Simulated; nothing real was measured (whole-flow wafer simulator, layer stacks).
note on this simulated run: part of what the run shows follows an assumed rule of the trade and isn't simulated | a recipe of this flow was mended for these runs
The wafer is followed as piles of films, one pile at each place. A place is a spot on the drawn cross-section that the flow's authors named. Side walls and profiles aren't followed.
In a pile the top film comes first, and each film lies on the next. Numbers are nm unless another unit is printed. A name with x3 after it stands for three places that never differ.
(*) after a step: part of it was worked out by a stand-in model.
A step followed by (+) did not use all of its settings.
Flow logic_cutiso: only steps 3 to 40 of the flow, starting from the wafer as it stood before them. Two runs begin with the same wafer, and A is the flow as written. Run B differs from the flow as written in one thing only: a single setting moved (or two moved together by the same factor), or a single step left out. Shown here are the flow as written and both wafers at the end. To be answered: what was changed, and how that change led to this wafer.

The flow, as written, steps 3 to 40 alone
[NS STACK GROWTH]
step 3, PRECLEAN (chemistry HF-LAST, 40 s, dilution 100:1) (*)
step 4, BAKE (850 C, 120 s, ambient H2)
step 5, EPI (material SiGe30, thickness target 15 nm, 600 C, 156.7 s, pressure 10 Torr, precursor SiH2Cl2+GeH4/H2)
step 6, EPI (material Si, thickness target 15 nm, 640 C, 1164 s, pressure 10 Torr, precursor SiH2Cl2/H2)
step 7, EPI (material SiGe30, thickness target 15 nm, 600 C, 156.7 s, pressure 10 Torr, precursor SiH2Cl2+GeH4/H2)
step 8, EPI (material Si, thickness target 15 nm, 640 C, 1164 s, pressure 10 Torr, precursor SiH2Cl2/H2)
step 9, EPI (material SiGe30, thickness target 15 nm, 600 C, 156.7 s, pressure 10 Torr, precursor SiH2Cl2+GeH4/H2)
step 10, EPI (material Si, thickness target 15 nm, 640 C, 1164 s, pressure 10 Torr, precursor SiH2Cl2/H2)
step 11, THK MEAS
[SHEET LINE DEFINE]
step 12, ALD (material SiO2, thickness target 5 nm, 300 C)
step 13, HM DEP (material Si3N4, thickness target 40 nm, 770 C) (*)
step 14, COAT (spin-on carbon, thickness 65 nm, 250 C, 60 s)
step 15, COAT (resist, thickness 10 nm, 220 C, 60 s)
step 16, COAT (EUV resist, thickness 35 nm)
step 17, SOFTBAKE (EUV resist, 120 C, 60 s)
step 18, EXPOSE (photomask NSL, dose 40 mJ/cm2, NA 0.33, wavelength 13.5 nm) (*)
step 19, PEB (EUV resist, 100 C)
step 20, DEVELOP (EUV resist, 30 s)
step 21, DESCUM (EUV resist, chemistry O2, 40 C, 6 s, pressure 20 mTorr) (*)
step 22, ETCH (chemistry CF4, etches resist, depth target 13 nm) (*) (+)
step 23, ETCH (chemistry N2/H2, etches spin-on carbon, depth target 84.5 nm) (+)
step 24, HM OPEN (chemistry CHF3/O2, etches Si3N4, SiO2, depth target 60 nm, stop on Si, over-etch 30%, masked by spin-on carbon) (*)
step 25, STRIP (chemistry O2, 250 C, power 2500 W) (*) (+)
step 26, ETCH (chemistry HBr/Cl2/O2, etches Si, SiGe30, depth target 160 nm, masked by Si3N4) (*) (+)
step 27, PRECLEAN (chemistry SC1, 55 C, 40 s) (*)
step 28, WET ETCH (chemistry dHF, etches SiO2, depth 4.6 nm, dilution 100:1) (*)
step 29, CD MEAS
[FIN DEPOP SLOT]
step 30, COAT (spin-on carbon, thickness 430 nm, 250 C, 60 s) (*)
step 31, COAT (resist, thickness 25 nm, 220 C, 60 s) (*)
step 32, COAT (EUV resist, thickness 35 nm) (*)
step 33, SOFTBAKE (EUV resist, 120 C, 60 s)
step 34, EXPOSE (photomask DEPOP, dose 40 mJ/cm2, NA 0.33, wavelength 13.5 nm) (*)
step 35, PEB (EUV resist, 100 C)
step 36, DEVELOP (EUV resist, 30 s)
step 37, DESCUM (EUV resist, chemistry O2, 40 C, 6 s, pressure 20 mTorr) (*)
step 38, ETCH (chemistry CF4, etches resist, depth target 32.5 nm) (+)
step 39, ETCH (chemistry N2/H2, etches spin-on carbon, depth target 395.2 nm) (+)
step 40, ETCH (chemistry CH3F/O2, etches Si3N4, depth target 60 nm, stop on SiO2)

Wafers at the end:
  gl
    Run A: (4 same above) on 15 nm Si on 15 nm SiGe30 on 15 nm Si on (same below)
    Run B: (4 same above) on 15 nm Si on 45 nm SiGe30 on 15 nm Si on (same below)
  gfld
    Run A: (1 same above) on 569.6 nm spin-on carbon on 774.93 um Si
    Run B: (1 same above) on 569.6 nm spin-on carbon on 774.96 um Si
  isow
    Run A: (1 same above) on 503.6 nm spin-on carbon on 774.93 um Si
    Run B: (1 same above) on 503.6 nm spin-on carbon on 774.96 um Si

Cause: step 9, EPI: thickness target 45 nm was run, whereas the flow has thickness target 15 nm; step 9, EPI: 470.1 s was run, where the flow has 156.7 s.
One can read it off the wafer: gl has SiGe30 45, and step 9 as written asks for 15 nm.

The path from the change to this, step by step:
  step 9, EPI (material SiGe30, thickness target 15 nm, 600 C, 156.7 s, pressure 10 Torr, precursor SiH2Cl2+GeH4/H2)
      depop, dpovl, gfld and 19 more: A SiGe30 gains 15 (new film) | B SiGe30 gains 45 (new film)
  step 26, ETCH (chemistry HBr/Cl2/O2, etches Si, SiGe30, depth target 160 nm, masked by Si3N4) (*) (+)
      dpovl, gfld, gxf, iso, isow, lnri, nsgap: A chemical SiO2 loses 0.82 (all of it), Si loses 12 (all of it), SiGe30 loses 15 (all of it), Si loses 15 (all of it), SiGe30 loses 15 (all of it), Si loses 15 (all of it), SiGe30 loses 15 (all of it), Si loses 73 | B chemical SiO2 loses 0.82 (all of it), Si loses 12 (all of it), SiGe30 loses 45 (all of it), Si loses 15 (all of it), SiGe30 loses 15 (all of it), Si loses 15 (all of it), SiGe30 loses 15 (all of it), Si loses 43
